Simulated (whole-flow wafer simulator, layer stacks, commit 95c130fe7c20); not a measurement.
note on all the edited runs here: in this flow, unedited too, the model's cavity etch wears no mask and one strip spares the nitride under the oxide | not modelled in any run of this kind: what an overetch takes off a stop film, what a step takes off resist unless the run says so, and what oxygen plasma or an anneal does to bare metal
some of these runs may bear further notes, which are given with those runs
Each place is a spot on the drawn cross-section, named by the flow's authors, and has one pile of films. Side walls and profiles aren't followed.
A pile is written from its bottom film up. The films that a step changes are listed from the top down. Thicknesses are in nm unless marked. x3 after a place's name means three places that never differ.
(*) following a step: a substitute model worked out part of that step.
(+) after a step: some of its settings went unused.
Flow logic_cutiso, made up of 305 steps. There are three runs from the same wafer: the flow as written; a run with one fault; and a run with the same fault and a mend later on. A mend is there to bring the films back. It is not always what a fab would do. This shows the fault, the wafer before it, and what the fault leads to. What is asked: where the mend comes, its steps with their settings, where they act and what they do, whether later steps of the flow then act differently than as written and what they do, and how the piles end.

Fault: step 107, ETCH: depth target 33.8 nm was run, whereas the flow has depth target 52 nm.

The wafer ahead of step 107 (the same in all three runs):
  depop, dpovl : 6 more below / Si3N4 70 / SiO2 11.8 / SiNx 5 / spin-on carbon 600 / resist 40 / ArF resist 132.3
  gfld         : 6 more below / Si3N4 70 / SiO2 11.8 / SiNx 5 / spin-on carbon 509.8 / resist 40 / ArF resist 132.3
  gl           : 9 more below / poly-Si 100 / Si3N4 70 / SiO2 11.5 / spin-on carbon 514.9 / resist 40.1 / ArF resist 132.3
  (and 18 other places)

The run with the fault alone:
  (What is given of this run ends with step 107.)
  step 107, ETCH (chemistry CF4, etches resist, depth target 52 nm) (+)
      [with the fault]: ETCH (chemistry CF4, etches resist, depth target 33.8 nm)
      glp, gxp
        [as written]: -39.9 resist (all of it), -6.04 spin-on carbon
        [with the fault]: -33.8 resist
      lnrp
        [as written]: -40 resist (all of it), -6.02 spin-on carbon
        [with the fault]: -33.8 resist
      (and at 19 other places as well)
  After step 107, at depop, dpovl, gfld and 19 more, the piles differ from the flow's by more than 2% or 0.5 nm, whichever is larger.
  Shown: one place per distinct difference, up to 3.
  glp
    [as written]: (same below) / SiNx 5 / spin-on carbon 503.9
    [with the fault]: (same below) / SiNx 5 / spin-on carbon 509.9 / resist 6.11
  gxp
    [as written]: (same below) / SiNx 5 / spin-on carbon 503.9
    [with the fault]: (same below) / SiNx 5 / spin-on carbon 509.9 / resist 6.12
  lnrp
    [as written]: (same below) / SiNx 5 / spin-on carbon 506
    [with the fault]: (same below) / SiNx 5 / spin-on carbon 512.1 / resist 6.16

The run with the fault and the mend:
  The mend stands after step 107.
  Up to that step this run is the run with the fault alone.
  step 107a, ETCH (chemistry CF4, etches resist, depth target 18.2 nm) (*) (+) (the flow's step 107 again, with other settings)
      depop, dpovl, gfld and 14 more
        -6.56 ArF resist
      glp
        -6.11 resist (all of it), -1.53 spin-on carbon
      gxp
        -6.12 resist (all of it), -1.53 spin-on carbon
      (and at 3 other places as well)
  Steps further on in the flow that do not act as written (3 more steps, not shown, differ only slightly: by at most 2% or 0.5 nm, whichever is larger):
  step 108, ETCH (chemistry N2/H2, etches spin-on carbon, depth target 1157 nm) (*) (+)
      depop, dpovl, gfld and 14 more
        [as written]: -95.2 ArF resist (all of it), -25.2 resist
        [with the mend]: -101.6 ArF resist (all of it), -25.3 resist
  The piles end the same as the flow's at every place that both follow.
